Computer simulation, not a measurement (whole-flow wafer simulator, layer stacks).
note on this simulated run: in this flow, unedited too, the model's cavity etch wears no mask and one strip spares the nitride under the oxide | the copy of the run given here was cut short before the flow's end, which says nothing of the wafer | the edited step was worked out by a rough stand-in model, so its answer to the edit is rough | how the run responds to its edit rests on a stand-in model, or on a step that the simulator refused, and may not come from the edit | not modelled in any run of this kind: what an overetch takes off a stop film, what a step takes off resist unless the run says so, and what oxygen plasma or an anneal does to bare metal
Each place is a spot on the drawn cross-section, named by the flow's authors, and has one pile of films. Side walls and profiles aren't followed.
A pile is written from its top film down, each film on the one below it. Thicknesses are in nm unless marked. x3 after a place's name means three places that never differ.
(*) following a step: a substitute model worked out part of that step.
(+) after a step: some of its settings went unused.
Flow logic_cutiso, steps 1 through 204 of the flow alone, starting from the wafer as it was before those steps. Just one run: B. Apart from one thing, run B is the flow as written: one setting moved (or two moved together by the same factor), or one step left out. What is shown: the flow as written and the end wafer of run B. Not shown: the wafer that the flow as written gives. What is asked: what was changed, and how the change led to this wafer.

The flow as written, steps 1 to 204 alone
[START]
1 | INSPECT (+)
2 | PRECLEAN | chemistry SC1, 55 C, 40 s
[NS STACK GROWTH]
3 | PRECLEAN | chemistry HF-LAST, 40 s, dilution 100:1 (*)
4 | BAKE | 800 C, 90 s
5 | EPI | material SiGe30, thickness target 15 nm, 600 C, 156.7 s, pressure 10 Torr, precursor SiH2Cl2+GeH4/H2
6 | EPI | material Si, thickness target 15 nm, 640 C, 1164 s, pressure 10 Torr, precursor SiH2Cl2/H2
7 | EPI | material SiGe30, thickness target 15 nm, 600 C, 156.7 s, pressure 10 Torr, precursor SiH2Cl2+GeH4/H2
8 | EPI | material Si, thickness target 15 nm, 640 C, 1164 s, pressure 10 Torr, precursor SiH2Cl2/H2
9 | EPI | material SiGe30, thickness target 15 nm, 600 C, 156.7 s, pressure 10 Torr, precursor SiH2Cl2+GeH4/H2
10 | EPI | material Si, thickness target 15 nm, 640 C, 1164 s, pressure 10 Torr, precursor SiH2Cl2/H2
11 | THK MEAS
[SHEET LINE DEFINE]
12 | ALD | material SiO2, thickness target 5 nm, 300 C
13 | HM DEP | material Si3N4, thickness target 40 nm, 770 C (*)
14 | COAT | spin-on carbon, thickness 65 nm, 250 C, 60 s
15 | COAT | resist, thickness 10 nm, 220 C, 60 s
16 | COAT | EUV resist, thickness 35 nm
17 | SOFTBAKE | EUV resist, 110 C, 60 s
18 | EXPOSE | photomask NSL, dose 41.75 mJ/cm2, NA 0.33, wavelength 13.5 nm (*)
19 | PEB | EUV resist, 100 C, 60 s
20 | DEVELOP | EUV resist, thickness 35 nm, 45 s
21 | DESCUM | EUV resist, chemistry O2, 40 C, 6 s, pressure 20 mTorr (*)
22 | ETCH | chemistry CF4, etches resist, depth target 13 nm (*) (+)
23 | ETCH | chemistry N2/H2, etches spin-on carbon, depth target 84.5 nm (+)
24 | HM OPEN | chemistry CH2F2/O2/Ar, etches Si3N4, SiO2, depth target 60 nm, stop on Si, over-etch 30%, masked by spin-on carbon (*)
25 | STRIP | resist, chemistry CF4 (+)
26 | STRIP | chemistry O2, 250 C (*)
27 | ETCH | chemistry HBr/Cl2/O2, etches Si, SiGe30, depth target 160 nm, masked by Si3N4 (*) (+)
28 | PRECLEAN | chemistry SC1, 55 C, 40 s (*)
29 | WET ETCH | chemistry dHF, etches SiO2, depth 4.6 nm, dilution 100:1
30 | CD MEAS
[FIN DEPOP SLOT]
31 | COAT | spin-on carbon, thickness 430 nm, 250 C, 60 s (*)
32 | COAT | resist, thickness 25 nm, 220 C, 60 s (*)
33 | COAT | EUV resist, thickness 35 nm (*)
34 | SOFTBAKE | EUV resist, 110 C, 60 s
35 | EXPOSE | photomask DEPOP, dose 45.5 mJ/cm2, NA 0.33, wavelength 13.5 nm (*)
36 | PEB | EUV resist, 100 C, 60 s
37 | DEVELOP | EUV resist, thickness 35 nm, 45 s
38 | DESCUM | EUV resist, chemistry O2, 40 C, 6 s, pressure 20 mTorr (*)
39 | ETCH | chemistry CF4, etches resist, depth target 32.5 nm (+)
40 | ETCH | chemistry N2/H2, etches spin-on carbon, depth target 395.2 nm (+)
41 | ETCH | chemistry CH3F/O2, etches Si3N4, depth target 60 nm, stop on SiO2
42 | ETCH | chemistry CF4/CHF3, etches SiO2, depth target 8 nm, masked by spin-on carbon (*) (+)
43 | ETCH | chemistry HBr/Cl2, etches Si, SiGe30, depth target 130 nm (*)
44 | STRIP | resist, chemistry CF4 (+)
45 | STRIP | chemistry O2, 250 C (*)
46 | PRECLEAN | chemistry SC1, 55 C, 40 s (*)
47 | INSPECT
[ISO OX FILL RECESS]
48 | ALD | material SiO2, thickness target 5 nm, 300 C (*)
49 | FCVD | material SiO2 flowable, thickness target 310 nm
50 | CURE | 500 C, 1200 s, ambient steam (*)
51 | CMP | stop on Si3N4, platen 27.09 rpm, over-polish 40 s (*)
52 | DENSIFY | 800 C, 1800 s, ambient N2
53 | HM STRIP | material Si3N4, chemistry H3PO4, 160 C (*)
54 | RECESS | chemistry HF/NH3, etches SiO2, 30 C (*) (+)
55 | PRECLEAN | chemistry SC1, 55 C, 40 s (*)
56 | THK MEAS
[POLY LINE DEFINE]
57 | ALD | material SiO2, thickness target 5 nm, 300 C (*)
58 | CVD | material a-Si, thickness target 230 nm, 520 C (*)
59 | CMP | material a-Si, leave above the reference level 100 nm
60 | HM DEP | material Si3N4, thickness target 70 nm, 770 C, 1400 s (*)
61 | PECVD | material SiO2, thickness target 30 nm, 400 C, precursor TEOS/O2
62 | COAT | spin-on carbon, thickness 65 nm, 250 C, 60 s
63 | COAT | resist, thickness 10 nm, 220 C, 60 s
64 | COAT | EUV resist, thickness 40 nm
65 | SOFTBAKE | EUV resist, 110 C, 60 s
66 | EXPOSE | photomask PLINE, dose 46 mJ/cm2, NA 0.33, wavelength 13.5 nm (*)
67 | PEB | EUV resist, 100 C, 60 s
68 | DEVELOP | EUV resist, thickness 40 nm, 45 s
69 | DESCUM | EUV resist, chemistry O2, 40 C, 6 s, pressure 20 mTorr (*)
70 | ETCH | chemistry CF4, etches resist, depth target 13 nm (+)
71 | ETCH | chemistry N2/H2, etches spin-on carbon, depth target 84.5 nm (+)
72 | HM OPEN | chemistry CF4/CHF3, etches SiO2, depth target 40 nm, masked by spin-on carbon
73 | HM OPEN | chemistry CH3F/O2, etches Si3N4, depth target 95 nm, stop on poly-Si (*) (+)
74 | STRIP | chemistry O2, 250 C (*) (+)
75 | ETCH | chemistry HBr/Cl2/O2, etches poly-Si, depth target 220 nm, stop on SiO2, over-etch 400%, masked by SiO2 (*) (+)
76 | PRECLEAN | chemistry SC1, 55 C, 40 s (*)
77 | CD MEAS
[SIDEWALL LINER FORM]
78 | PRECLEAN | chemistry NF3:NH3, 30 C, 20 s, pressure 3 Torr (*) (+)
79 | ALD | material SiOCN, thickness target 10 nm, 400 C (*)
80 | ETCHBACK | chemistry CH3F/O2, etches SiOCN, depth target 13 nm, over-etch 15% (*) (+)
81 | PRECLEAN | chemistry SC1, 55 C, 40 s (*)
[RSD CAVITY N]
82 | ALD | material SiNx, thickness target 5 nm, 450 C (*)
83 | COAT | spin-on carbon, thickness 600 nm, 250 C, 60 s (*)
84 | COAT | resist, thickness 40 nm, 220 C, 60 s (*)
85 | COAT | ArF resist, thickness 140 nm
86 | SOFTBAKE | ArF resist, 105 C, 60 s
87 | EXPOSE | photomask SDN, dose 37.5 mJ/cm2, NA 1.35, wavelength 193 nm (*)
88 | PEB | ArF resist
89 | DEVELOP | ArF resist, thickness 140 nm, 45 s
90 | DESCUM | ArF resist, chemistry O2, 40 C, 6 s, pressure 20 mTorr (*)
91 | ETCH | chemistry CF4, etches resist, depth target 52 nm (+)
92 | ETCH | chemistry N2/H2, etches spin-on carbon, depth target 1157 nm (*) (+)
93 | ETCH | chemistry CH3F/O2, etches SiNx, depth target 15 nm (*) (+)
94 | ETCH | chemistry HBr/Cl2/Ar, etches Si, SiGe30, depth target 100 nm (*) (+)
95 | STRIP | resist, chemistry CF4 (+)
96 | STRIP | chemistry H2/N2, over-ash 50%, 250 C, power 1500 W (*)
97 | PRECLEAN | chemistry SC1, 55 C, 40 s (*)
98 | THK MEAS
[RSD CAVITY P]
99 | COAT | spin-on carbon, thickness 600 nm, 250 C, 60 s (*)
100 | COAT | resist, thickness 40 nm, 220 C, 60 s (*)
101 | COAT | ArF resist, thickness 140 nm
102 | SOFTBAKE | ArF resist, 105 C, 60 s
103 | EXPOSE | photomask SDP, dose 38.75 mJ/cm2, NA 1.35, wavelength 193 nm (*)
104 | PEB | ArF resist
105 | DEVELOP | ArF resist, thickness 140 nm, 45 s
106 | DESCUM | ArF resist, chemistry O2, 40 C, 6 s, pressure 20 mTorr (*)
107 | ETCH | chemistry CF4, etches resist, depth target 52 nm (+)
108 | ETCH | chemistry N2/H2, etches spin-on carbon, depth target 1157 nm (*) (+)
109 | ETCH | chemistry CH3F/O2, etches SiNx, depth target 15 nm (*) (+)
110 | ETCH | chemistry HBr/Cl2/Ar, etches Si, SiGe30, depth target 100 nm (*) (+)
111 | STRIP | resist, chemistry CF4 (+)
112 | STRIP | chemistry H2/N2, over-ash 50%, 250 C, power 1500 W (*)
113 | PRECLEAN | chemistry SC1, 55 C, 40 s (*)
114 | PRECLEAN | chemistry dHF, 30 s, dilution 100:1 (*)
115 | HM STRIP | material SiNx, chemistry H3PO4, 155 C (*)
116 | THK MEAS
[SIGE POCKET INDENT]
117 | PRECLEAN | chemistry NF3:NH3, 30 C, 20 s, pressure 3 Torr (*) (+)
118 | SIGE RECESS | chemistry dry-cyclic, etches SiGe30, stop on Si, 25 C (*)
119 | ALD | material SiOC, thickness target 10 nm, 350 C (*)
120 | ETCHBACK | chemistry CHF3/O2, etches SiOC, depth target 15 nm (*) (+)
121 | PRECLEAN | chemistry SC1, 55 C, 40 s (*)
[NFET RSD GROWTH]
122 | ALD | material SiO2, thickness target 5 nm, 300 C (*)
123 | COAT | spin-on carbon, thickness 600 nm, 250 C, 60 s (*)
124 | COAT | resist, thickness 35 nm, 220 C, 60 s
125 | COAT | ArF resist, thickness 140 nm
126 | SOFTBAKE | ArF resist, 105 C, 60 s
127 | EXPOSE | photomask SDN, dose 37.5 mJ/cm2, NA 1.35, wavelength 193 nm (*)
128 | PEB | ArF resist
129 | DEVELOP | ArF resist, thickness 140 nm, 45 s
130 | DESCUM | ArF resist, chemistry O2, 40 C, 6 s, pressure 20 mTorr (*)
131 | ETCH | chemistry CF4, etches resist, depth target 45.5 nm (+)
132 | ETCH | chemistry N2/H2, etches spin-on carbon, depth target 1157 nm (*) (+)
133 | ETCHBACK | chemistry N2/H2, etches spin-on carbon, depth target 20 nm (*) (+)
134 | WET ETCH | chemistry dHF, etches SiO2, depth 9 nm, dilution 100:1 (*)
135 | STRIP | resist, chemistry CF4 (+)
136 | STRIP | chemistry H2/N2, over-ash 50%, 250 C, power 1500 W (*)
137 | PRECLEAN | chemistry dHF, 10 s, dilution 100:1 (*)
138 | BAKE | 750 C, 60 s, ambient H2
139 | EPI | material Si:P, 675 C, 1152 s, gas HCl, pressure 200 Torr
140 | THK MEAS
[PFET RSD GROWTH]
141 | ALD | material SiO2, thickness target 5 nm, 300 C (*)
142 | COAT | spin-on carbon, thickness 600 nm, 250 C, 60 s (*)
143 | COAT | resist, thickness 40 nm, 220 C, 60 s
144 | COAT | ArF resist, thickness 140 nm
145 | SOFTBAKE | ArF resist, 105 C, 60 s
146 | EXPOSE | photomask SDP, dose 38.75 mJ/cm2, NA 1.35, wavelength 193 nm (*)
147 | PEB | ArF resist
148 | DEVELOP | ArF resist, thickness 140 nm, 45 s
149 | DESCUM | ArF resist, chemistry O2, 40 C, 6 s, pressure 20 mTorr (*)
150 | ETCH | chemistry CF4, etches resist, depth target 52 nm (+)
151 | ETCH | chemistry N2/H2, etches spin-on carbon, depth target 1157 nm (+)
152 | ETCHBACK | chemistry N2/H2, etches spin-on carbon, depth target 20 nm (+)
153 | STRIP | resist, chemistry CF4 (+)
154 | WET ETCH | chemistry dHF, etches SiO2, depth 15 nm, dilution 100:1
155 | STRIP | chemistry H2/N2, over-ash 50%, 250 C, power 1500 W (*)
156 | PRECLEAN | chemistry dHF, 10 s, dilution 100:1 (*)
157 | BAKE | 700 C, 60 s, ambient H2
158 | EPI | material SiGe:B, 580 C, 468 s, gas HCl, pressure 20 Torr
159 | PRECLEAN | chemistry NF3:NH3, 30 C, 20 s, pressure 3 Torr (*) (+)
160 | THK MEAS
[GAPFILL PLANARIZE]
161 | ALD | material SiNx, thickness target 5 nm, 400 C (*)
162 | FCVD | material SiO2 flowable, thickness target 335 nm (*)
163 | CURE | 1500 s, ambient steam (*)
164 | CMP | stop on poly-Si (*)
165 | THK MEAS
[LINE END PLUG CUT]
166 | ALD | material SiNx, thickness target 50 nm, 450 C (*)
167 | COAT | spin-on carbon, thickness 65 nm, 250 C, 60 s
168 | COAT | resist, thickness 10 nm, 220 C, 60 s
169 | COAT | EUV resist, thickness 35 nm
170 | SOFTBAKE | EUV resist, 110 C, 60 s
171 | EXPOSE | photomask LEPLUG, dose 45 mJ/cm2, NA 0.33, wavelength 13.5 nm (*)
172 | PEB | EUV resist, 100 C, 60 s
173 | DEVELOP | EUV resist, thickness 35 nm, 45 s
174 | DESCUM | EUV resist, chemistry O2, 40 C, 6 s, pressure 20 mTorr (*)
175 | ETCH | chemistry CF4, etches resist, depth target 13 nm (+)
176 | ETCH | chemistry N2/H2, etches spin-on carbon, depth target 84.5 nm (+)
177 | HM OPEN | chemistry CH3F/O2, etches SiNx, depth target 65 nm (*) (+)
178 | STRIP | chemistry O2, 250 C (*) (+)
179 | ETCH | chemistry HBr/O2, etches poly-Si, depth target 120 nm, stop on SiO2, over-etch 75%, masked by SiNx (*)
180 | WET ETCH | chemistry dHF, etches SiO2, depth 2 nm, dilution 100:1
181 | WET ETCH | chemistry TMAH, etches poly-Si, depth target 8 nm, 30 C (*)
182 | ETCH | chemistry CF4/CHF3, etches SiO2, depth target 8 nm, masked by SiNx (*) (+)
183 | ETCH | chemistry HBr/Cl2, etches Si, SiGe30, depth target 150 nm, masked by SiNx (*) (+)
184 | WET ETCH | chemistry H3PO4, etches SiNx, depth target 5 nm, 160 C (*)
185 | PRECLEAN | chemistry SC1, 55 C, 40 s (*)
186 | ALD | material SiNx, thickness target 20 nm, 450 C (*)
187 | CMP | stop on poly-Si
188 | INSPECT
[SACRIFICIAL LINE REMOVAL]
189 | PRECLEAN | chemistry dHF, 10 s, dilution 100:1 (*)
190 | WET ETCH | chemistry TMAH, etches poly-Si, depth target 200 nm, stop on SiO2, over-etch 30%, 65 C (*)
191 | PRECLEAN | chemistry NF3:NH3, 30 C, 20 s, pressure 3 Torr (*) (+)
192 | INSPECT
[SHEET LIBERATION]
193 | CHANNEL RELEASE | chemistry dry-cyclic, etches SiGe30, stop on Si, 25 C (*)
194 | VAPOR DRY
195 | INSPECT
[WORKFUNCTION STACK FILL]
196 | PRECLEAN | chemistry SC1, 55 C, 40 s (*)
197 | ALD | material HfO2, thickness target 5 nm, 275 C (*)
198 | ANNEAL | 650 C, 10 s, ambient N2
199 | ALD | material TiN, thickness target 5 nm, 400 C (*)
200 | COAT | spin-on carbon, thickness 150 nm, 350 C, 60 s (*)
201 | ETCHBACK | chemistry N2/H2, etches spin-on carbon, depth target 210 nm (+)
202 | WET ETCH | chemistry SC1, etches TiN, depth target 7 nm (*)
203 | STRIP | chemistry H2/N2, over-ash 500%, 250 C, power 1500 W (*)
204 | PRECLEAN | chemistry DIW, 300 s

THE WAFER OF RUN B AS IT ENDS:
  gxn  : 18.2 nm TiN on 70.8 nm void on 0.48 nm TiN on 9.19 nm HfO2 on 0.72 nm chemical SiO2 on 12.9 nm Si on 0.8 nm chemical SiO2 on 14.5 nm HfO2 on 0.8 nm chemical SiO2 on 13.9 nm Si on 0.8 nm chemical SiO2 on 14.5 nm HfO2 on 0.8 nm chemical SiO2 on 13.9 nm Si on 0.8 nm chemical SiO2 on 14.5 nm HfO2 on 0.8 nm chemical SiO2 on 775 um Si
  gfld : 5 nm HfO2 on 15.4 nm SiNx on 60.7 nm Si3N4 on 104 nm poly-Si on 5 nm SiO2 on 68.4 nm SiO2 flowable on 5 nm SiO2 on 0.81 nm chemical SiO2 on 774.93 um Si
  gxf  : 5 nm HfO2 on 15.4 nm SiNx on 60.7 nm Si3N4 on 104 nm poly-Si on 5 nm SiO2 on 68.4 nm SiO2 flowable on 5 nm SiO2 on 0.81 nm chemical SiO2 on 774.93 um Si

What caused this: step 58, CVD: thickness target 92 nm was run, while the flow as written has thickness target 230 nm.

The path from the change to this, step by step:
  58 | CVD | material a-Si, thickness target 230 nm, 520 C (*)
      gl, glp, gxn and 11 more: a-Si gains 92 (new film) (it would be, as written: a-Si gains 230 (new film))
      depop, dpovl, isow, nsgap: a-Si gains 181.4 (new film) (it would be, as written: a-Si gains 319.4 (new film))
      (and at 4 other places as well)
  59 | CMP | material a-Si, leave above the reference level 100 nm
      depop, dpovl, gl and 15 more: nothing (it would be, as written: a-Si loses 130)
      gfld, gxf, iso, lnri: nothing (it would be, as written: a-Si loses 109.9)
  60 | HM DEP | material Si3N4, thickness target 70 nm, 770 C, 1400 s (*)
      gl, glp, gxn and 11 more: Si3N4 gains 70 (new film), poly-Si gains 92 (new film), a-Si loses 92 (all of it) (it would be, as written: Si3N4 gains 70 (new film), poly-Si gains 100 (new film), a-Si loses 100 (all of it))
      depop, dpovl, isow, nsgap: Si3N4 gains 70 (new film), poly-Si gains 181.4 (new film), a-Si loses 181.4 (all of it) (it would be, as written: Si3N4 gains 70 (new film), poly-Si gains 189.4 (new film), a-Si loses 189.4 (all of it))
      (and at 4 other places as well)
  61 | PECVD | material SiO2, thickness target 30 nm, 400 C, precursor TEOS/O2
      gfld, gxf, iso, lnri: SiO2 gains 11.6 (new film) (it would be, as written: SiO2 gains 30 (new film))
  62 | COAT | spin-on carbon, thickness 65 nm, 250 C, 60 s
      gl, glp, lnr, lnrp, rsdp, rsdx: spin-on carbon gains 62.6 (new film) (it would be, as written: spin-on carbon gains 65 (new film))
      lnrt, plug, rsdn, rsdw, tap: spin-on carbon gains 62.7 (new film) (it would be, as written: spin-on carbon gains 65 (new film))
      (and at 6 other places as well)
  63 | COAT | resist, thickness 10 nm, 220 C, 60 s
      gfld, iso, lnri: resist gains 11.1 (new film) (it would be, as written: resist gains 10 (new film))
      gxf: resist gains 11 (new film) (it would be, as written: resist gains 10 (new film))
  70 | ETCH | chemistry CF4, etches resist, depth target 13 nm (+)
      iso, lnri: resist loses 11.1 (all of it), spin-on carbon loses 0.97 (it would be, as written: resist loses 10 (all of it), spin-on carbon loses 1.5)
  71 | ETCH | chemistry N2/H2, etches spin-on carbon, depth target 84.5 nm (+)
      iso, lnri: spin-on carbon loses 84.5 (it would be, as written: spin-on carbon loses 63.5 (all of it), SiO2 loses 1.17)
      lnr, lnrp, rsdp, rsdx: spin-on carbon loses 60.9 (all of it), SiO2 loses 1.31 (it would be, as written: spin-on carbon loses 63.5 (all of it), SiO2 loses 1.17)
      (and at 3 other places as well)
  72 | HM OPEN | chemistry CF4/CHF3, etches SiO2, depth target 40 nm, masked by spin-on carbon
      iso, lnri: spin-on carbon loses 40 (it would be, as written: SiO2 loses 28.8 (all of it), Si3N4 loses 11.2)
      gfld: resist loses 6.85 (all of it), spin-on carbon loses 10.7 (it would be, as written: resist loses 5.78 (all of it), spin-on carbon loses 11)
      (and at 1 other place as well)
  73 | HM OPEN | chemistry CH3F/O2, etches Si3N4, depth target 95 nm, stop on poly-Si (*) (+)
      iso, lnri: spin-on carbon loses 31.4 (all of it) (it would be, as written: Si3N4 loses 58.8 (all of it))
  74 | STRIP | chemistry O2, 250 C (*) (+)
      iso, lnri: nothing (it would be, as written: chemical SiO2 gains 0.79 (new film), poly-Si loses 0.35)
      gl, glp: spin-on carbon loses 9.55 (all of it) (it would be, as written: spin-on carbon loses 11.9 (all of it))
      (and at 6 other places as well)
  75 | ETCH | chemistry HBr/Cl2/O2, etches poly-Si, depth target 220 nm, stop on SiO2, over-etch 400%, masked by SiO2 (*) (+)
      lnr, lnrp, lnrt, rsdn, rsdp, rsdw, rsdx: chemical SiO2 loses 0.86 (all of it), poly-Si loses 91.6 (all of it), SiO2 loses 5 (all of it), chemical SiO2 loses 0.04 (it would be, as written: chemical SiO2 loses 0.79 (all of it), poly-Si loses 99.7 (all of it), SiO2 loses 5 (all of it))
      iso, lnri: SiO2 loses 7.14 (it would be, as written: chemical SiO2 loses 0.79 (all of it), poly-Si loses 189.1 (all of it), SiO2 loses 4.55)
      (and at 13 other places as well)
  78 | PRECLEAN | chemistry NF3:NH3, 30 C, 20 s, pressure 3 Torr (*) (+)
      gfld, gxf: SiO2 loses 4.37 (all of it), Si3N4 loses 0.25 (it would be, as written: SiO2 loses 7.83)
      iso, lnri: SiO2 loses 4.37 (all of it), Si3N4 loses 0.25 (it would be, as written: SiO2 loses 0.41 (all of it), SiO2 flowable loses 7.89)
  80 | ETCHBACK | chemistry CH3F/O2, etches SiOCN, depth target 13 nm, over-etch 15% (*) (+)
      gfld, gxf: SiOCN loses 10 (all of it), Si3N4 loses 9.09 (it would be, as written: SiOCN loses 10 (all of it), SiO2 loses 0.75)
      iso: SiOCN loses 10 (all of it), Si3N4 loses 9.09 (it would be, as written: SiOCN loses 10 (all of it), SiO2 flowable loses 0.75)
      (and at 4 other places as well)
  82 | ALD | material SiNx, thickness target 5 nm, 450 C (*)
      gfld, gxf, iso, lnri: SiNx gains 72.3 (new film) (it would be, as written: SiNx gains 5 (new film))
  83 | COAT | spin-on carbon, thickness 600 nm, 250 C, 60 s (*)
      gl, gxn, gxp: spin-on carbon gains 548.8 (new film) (it would be, as written: spin-on carbon gains 528.7 (new film))
      glp, plug, tap: spin-on carbon gains 548.7 (new film) (it would be, as written: spin-on carbon gains 528.7 (new film))
      (and at 8 other places as well)
  ... 39 further steps ...
  203 | STRIP | chemistry H2/N2, over-ash 500%, 250 C, power 1500 W (*)
      gxn, gxp: nothing (it would be, as written: spin-on carbon loses 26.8 (all of it))
      gfld: nothing (it would be, as written: spin-on carbon loses 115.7 (all of it))
      (and at 1 other place as well)
If metal films that touch count as one body, gxn has 2 bodies (between them, from the top down: void 70.8); the flow as written gives 4 bodies (between them, from the top down: HfO2 5 / chemical SiO2 0.72 / Si 12.9 / chemical SiO2 0.8 / HfO2 5; HfO2 5 / chemical SiO2 0.8 / Si 13.9 / chemical SiO2 0.8 / HfO2 5; HfO2 5 / chemical SiO2 0.8 / Si 13.9 / chemical SiO2 0.8 / HfO2 5).
If metal films that touch count as one body, gfld has 0 bodies; the flow as written gives 1 body.
If metal films that touch count as one body, gxf has 0 bodies; the flow as written gives 1 body.
